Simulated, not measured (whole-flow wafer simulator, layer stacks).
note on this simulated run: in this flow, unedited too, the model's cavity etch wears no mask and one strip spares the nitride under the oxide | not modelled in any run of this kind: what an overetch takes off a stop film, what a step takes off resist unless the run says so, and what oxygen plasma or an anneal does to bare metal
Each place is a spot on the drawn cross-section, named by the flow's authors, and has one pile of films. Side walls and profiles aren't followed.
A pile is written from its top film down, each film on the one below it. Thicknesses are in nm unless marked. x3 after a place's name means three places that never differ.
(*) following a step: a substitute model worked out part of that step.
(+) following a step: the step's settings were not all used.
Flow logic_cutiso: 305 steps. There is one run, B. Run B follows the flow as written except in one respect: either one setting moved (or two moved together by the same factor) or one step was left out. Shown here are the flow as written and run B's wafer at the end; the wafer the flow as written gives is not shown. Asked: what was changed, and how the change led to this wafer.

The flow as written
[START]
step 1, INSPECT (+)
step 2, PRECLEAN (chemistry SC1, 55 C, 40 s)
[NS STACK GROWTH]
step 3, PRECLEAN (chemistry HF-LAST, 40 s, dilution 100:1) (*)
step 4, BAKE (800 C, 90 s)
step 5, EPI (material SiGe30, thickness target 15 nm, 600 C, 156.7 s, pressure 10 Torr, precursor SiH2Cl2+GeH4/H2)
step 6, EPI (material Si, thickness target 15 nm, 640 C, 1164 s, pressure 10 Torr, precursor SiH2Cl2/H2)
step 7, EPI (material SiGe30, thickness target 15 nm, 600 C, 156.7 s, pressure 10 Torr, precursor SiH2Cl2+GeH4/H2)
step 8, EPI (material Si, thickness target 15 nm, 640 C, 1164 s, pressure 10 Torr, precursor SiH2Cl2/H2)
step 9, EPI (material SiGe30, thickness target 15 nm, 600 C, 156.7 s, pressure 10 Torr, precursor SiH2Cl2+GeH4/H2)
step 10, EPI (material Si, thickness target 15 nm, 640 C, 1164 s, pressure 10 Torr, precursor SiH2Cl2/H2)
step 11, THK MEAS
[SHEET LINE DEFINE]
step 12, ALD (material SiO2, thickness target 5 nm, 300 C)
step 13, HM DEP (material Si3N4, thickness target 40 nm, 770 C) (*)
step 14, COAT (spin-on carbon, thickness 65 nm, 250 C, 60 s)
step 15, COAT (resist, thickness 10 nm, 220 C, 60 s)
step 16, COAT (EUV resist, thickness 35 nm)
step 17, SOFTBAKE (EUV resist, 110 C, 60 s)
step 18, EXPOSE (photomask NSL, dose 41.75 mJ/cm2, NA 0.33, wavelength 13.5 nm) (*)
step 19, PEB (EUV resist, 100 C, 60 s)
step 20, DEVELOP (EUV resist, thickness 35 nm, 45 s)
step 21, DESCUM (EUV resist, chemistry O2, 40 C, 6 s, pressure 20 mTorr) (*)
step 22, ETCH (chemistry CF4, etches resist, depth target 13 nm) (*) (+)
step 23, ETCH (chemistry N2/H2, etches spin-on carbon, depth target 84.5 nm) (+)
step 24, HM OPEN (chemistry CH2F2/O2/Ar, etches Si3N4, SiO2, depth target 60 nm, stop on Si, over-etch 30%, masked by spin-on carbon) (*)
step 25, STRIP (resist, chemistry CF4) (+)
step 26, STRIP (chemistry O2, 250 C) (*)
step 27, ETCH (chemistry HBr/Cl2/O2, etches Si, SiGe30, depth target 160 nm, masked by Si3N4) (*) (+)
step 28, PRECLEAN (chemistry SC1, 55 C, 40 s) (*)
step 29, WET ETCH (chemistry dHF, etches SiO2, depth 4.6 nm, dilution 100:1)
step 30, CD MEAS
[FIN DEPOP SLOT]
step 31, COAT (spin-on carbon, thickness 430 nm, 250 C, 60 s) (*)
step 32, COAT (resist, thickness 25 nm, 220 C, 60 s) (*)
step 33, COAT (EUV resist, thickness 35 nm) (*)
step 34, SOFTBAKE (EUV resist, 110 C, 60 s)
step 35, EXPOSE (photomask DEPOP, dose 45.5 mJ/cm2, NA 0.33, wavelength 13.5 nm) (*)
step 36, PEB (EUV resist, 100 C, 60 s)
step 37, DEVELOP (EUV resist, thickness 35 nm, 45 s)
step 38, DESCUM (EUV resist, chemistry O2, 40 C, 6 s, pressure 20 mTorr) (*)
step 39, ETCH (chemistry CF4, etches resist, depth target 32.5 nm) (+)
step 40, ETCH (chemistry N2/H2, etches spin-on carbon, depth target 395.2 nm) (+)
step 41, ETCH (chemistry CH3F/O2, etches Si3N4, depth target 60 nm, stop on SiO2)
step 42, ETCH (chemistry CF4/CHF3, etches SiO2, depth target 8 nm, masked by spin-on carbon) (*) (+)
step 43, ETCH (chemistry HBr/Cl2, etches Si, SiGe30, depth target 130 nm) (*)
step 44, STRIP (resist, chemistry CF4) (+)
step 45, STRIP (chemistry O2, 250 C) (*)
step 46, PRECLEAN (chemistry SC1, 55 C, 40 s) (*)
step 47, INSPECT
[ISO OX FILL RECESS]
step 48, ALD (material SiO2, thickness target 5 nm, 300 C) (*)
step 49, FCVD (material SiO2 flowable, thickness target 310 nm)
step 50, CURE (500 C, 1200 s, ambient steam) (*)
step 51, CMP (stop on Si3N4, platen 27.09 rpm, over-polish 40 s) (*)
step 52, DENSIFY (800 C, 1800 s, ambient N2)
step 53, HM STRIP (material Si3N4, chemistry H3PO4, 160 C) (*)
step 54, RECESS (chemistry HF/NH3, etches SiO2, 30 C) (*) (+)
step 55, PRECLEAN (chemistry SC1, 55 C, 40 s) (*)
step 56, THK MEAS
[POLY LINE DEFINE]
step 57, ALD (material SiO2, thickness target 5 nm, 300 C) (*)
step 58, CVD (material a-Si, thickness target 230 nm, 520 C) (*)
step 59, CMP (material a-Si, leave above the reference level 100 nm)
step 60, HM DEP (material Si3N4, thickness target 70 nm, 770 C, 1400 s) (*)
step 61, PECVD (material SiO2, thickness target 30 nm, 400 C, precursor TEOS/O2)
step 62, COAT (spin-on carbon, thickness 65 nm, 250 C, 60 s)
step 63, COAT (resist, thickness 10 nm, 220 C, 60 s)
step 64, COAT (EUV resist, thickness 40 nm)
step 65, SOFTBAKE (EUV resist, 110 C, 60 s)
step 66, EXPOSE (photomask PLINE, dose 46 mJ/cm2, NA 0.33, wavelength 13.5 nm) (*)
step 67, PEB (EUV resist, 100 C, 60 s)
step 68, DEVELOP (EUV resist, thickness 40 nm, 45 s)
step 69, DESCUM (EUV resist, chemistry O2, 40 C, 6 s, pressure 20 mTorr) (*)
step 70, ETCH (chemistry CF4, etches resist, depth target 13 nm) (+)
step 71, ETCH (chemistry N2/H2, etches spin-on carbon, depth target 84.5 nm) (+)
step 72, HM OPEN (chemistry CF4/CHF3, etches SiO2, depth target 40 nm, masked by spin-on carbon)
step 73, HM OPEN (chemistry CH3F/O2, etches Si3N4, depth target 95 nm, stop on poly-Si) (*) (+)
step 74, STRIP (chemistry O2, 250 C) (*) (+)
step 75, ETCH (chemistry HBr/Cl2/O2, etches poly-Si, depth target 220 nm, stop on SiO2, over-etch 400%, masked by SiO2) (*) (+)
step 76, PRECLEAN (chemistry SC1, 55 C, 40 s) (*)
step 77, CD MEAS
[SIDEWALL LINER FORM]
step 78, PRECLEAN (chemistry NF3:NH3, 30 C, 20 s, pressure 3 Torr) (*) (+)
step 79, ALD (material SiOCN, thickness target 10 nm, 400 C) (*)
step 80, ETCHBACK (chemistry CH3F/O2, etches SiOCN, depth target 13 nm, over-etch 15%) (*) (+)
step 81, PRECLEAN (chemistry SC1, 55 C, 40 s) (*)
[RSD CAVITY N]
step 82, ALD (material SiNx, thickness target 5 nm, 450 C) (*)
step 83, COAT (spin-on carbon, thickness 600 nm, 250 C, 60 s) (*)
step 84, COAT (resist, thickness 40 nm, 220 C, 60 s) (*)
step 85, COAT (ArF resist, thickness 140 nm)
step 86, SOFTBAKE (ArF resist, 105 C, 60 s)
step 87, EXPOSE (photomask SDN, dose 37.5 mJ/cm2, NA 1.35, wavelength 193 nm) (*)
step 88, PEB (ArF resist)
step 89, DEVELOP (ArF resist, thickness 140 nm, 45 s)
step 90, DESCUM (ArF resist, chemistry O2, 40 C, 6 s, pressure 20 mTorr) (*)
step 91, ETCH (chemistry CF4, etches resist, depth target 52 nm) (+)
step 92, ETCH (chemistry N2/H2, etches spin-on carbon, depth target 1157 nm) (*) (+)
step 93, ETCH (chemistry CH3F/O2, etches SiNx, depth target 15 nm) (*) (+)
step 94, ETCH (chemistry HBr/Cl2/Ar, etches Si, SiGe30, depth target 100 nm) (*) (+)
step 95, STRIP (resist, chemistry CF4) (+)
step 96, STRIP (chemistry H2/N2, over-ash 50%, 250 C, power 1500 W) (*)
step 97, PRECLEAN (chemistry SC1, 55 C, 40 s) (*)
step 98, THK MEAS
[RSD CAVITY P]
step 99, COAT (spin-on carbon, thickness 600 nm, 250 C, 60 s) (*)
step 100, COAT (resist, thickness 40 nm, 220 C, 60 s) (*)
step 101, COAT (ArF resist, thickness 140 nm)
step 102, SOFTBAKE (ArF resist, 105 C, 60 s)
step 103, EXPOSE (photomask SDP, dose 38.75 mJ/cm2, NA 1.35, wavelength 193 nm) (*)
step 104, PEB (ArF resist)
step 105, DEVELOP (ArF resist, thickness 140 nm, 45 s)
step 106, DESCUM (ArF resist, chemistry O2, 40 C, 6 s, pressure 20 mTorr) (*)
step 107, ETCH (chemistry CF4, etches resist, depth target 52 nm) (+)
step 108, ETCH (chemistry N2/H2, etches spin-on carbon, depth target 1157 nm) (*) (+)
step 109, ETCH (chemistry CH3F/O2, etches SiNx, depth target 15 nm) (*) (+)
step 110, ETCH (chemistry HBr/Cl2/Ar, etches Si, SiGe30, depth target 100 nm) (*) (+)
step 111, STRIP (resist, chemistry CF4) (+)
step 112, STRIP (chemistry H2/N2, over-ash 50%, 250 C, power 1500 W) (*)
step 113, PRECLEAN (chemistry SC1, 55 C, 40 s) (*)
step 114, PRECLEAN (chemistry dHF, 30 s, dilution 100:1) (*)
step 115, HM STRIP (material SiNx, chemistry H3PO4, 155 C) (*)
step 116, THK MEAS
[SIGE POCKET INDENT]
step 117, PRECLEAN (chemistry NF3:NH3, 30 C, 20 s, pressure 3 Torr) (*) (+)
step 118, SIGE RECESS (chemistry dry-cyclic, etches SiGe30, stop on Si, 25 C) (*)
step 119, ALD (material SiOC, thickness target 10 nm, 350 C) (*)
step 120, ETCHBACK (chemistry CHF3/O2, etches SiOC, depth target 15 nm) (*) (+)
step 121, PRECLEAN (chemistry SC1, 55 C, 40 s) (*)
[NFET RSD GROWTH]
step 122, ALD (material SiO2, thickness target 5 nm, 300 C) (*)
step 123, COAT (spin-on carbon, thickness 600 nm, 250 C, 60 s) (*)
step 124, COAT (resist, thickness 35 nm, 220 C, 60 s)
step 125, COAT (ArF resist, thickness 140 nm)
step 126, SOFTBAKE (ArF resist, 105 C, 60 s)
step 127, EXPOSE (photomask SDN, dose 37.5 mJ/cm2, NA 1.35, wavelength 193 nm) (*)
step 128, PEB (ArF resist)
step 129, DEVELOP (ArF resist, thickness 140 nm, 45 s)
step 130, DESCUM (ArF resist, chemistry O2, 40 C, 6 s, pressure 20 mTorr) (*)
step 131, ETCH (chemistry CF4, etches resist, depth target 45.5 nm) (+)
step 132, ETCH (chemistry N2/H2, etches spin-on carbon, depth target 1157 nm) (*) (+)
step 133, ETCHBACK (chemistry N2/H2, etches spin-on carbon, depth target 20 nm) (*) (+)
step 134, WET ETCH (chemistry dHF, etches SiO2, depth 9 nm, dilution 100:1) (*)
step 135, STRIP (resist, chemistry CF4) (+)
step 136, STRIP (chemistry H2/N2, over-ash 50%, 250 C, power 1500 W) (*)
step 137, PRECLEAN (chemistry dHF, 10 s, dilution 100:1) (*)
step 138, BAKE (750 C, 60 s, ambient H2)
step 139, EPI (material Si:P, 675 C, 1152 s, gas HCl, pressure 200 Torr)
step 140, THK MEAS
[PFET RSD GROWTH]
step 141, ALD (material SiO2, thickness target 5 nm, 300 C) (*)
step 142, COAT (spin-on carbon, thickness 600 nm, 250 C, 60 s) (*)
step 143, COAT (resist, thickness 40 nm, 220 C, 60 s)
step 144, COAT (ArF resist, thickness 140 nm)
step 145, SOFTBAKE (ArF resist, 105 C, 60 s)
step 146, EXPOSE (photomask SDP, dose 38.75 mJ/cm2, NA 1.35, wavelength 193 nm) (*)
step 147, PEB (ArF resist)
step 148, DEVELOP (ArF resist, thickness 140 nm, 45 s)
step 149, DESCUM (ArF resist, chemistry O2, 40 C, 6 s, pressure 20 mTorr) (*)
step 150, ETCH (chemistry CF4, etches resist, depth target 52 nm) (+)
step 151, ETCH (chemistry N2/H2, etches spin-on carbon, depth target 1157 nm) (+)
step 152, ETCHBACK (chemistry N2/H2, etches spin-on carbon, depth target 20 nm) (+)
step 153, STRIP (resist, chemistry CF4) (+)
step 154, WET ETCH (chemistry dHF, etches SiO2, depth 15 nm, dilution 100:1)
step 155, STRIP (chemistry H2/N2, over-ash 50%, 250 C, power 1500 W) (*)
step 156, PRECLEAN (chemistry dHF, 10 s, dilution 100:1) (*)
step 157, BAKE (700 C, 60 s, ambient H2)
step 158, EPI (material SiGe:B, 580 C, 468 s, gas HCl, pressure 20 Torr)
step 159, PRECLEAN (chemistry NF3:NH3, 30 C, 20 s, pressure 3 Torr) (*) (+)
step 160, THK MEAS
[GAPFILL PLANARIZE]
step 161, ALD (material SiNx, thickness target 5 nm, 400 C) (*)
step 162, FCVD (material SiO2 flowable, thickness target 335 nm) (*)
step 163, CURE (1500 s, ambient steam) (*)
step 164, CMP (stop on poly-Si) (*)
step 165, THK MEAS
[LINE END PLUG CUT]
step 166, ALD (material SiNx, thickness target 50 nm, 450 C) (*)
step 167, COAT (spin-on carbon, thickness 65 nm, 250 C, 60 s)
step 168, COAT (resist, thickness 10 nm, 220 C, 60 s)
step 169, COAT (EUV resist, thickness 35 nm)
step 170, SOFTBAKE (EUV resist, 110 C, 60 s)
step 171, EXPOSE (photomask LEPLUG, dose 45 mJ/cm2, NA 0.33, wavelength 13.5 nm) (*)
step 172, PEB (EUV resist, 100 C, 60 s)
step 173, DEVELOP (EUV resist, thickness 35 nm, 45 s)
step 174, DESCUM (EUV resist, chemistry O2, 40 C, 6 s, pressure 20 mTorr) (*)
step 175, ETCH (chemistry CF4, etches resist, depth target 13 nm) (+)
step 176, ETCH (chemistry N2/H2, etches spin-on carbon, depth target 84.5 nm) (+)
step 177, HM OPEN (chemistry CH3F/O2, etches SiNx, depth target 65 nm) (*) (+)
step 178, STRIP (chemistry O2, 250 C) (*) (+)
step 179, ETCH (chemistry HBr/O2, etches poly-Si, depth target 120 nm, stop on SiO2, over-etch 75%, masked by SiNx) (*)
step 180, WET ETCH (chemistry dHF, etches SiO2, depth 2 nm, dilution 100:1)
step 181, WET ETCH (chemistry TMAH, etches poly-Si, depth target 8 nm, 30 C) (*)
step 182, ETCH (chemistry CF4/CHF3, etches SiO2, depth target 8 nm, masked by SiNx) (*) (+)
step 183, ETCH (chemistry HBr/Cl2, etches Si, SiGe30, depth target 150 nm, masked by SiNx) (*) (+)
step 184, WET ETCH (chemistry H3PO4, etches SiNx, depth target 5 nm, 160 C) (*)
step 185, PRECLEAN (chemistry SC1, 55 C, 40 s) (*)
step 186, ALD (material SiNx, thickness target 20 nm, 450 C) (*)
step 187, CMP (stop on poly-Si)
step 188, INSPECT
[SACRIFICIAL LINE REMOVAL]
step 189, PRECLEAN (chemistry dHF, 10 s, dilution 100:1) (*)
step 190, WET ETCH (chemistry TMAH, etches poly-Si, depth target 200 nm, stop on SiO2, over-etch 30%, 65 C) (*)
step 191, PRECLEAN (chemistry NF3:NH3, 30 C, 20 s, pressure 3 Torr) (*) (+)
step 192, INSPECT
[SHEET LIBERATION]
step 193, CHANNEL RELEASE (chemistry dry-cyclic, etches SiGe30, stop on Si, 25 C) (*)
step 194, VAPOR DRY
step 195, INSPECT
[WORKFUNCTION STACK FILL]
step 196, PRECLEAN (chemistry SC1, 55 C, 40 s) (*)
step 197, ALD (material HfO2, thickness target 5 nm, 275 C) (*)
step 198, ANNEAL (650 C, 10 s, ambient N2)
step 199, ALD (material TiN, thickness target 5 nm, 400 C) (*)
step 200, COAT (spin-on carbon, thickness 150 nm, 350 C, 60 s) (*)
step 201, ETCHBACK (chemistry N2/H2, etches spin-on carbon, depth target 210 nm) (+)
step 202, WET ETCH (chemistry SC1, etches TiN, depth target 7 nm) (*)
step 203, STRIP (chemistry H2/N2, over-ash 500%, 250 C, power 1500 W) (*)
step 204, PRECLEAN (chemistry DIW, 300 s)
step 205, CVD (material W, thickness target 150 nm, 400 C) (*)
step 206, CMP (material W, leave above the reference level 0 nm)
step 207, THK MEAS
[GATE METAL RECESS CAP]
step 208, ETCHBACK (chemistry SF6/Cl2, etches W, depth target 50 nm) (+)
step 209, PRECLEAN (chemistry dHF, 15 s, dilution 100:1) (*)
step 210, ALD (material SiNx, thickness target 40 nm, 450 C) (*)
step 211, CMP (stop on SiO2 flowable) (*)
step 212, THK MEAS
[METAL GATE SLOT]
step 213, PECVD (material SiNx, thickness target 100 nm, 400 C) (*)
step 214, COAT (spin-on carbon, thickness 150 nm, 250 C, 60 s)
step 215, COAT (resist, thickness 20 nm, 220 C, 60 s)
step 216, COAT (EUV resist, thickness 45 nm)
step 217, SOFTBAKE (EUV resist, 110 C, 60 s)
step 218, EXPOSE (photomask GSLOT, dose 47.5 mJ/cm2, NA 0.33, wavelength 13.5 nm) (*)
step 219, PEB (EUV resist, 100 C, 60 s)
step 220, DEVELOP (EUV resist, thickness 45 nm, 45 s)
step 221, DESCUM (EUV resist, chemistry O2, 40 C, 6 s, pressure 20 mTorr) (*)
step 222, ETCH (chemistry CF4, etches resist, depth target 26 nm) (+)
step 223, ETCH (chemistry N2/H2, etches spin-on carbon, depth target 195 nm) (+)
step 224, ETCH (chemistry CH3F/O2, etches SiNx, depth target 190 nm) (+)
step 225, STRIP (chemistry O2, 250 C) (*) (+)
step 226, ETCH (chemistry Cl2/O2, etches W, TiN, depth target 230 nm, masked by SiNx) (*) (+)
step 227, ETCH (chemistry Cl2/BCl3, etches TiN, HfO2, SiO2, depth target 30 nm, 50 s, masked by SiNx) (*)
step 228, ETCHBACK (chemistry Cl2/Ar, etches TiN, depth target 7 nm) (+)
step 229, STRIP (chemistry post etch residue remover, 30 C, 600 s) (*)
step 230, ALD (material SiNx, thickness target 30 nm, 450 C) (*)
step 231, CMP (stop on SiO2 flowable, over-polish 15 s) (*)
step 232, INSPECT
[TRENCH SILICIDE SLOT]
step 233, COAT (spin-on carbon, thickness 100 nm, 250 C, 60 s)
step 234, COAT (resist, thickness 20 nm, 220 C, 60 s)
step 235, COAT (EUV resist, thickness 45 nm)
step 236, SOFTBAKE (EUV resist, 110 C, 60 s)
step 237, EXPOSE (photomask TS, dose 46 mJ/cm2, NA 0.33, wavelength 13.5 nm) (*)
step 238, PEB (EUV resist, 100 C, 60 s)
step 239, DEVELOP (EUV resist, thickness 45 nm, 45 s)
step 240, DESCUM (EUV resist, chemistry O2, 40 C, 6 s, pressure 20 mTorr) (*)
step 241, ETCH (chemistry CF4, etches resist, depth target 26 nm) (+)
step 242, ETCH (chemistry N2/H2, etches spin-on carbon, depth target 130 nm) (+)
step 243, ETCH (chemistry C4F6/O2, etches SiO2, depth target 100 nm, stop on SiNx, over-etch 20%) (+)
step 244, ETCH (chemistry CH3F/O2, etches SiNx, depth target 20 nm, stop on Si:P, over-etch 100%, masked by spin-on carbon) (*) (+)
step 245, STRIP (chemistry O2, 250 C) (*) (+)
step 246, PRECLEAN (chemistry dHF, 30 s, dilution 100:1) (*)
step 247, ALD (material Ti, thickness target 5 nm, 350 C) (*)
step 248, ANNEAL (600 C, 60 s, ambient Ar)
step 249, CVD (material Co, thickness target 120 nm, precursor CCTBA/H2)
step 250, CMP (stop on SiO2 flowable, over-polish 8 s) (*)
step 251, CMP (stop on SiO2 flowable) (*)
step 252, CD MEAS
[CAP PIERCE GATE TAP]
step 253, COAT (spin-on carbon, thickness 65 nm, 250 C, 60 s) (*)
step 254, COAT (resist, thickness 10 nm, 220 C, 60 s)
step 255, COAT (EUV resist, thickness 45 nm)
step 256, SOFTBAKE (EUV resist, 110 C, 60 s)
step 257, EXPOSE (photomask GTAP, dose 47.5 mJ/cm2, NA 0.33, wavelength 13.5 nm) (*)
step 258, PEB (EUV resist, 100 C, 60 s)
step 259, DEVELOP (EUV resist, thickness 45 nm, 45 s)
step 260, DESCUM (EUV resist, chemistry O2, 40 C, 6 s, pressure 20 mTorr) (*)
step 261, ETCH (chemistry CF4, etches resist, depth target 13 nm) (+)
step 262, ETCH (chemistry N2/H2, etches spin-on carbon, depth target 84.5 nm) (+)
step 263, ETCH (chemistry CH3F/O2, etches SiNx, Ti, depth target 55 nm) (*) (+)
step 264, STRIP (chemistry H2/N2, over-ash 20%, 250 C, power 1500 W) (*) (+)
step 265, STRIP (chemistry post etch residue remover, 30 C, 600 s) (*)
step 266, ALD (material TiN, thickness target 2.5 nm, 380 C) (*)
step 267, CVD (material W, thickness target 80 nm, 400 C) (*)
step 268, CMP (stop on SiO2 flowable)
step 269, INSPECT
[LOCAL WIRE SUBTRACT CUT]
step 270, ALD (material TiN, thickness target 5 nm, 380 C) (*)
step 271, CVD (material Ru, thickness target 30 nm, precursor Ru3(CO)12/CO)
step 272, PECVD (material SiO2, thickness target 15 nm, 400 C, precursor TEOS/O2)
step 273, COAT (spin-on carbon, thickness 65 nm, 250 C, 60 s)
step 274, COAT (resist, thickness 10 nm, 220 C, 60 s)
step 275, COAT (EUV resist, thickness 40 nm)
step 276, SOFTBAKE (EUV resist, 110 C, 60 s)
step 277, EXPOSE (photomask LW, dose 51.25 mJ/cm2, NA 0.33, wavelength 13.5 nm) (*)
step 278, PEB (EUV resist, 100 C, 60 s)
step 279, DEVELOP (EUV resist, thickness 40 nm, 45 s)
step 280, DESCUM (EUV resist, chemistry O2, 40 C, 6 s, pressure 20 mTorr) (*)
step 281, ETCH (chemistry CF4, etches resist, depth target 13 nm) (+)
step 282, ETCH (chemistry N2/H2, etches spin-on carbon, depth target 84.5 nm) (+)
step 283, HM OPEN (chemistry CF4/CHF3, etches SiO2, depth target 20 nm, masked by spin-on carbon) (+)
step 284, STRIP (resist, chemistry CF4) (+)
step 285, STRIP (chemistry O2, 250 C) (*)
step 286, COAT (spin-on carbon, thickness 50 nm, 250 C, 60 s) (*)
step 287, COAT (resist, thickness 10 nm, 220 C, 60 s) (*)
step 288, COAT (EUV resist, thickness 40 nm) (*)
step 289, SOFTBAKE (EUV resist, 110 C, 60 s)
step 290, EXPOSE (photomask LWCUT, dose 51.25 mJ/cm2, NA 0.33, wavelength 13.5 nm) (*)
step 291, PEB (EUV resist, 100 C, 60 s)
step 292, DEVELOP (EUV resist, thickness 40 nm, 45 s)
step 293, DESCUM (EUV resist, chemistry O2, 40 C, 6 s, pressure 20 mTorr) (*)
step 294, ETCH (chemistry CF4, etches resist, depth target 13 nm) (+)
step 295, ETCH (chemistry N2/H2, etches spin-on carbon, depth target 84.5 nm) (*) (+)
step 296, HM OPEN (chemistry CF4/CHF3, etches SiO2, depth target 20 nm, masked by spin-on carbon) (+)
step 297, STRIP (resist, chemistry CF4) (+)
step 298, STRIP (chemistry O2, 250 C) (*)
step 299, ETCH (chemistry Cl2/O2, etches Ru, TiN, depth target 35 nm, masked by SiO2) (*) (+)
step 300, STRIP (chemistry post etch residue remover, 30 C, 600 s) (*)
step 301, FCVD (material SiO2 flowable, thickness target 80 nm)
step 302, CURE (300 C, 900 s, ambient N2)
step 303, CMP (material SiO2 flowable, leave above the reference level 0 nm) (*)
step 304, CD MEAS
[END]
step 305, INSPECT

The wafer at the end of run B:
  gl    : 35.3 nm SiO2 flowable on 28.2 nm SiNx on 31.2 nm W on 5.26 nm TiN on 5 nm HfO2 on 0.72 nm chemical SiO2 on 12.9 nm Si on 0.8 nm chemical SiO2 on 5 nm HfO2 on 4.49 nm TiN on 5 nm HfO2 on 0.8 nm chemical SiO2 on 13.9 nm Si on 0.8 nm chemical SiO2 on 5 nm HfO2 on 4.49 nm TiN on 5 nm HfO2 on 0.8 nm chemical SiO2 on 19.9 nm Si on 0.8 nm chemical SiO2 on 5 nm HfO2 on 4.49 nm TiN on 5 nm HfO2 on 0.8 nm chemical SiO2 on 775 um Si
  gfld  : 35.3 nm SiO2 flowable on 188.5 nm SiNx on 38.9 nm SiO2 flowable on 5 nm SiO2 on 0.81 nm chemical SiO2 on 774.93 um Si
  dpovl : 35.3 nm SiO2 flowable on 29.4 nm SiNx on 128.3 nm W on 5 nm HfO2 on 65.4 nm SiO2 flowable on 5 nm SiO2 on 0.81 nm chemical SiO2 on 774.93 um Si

Cause: step 6, EPI: thickness target 21 nm was run, whereas the flow has thickness target 15 nm; step 6, EPI: 1630 s was run, where the flow has 1164 s.

The path from the change to this, step by step:
  step 6, EPI (material Si, thickness target 15 nm, 640 C, 1164 s, pressure 10 Torr, precursor SiH2Cl2/H2)
      depop, dpovl, gfld and 19 more: Si gains 21 (new film) (as written it would have been: Si gains 15 (new film))
  step 27, ETCH (chemistry HBr/Cl2/O2, etches Si, SiGe30, depth target 160 nm, masked by Si3N4) (*) (+)
      gfld, gxf, iso, lnri: chemical SiO2 loses 0.79 (all of it), Si loses 11.4 (all of it), SiGe30 loses 15 (all of it), Si loses 15 (all of it), SiGe30 loses 15 (all of it), Si loses 21 (all of it), SiGe30 loses 15 (all of it), Si loses 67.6 (as written it would have been: chemical SiO2 loses 0.79 (all of it), Si loses 11.4 (all of it), SiGe30 loses 15 (all of it), Si loses 15 (all of it), SiGe30 loses 15 (all of it), Si loses 15 (all of it), SiGe30 loses 15 (all of it), Si loses 73.6)
      dpovl, nsgap: chemical SiO2 loses 0.79 (all of it), Si loses 11.8 (all of it), SiGe30 loses 15 (all of it), Si loses 15 (all of it), SiGe30 loses 15 (all of it), Si loses 21 (all of it), SiGe30 loses 15 (all of it), Si loses 67.2 (as written it would have been: chemical SiO2 loses 0.79 (all of it), Si loses 11.8 (all of it), SiGe30 loses 15 (all of it), Si loses 15 (all of it), SiGe30 loses 15 (all of it), Si loses 15 (all of it), SiGe30 loses 15 (all of it), Si loses 73.2)
      (also at 1 further place)
  step 43, ETCH (chemistry HBr/Cl2, etches Si, SiGe30, depth target 130 nm) (*)
      depop: Si loses 14 (all of it), SiGe30 loses 15 (all of it), Si loses 15 (all of it), SiGe30 loses 15 (all of it), Si loses 21 (all of it), SiGe30 loses 15 (all of it), Si loses 35 (as written it would have been: Si loses 14 (all of it), SiGe30 loses 15 (all of it), Si loses 15 (all of it), SiGe30 loses 15 (all of it), Si loses 15 (all of it), SiGe30 loses 15 (all of it), Si loses 41)
  step 94, ETCH (chemistry HBr/Cl2/Ar, etches Si, SiGe30, depth target 100 nm) (*) (+)
      rsdn, rsdx: chemical SiO2 loses 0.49 (all of it), Si loses 12.8 (all of it), SiGe30 loses 15 (all of it), Si loses 15 (all of it), SiGe30 loses 15 (all of it), Si loses 21 (all of it), SiGe30 loses 15 (all of it), Si loses 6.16 (as written it would have been: chemical SiO2 loses 0.49 (all of it), Si loses 12.8 (all of it), SiGe30 loses 15 (all of it), Si loses 15 (all of it), SiGe30 loses 15 (all of it), Si loses 15 (all of it), SiGe30 loses 15 (all of it), Si loses 12.2)
  step 110, ETCH (chemistry HBr/Cl2/Ar, etches Si, SiGe30, depth target 100 nm) (*) (+)
      rsdp, rsdw: chemical SiO2 loses 0.49 (all of it), Si loses 12.8 (all of it), SiGe30 loses 15 (all of it), Si loses 15 (all of it), SiGe30 loses 15 (all of it), Si loses 21 (all of it), SiGe30 loses 15 (all of it), Si loses 6.16 (as written it would have been: chemical SiO2 loses 0.49 (all of it), Si loses 12.8 (all of it), SiGe30 loses 15 (all of it), Si loses 15 (all of it), SiGe30 loses 15 (all of it), Si loses 15 (all of it), SiGe30 loses 15 (all of it), Si loses 12.2)
  step 183, ETCH (chemistry HBr/Cl2, etches Si, SiGe30, depth target 150 nm, masked by SiNx) (*) (+)
      plug: Si loses 13.6 (all of it), SiGe30 loses 15 (all of it), Si loses 15 (all of it), SiGe30 loses 15 (all of it), Si loses 21 (all of it), SiGe30 loses 15 (all of it), Si loses 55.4 (as written it would have been: Si loses 13.6 (all of it), SiGe30 loses 15 (all of it), Si loses 15 (all of it), SiGe30 loses 15 (all of it), Si loses 15 (all of it), SiGe30 loses 15 (all of it), Si loses 61.4)
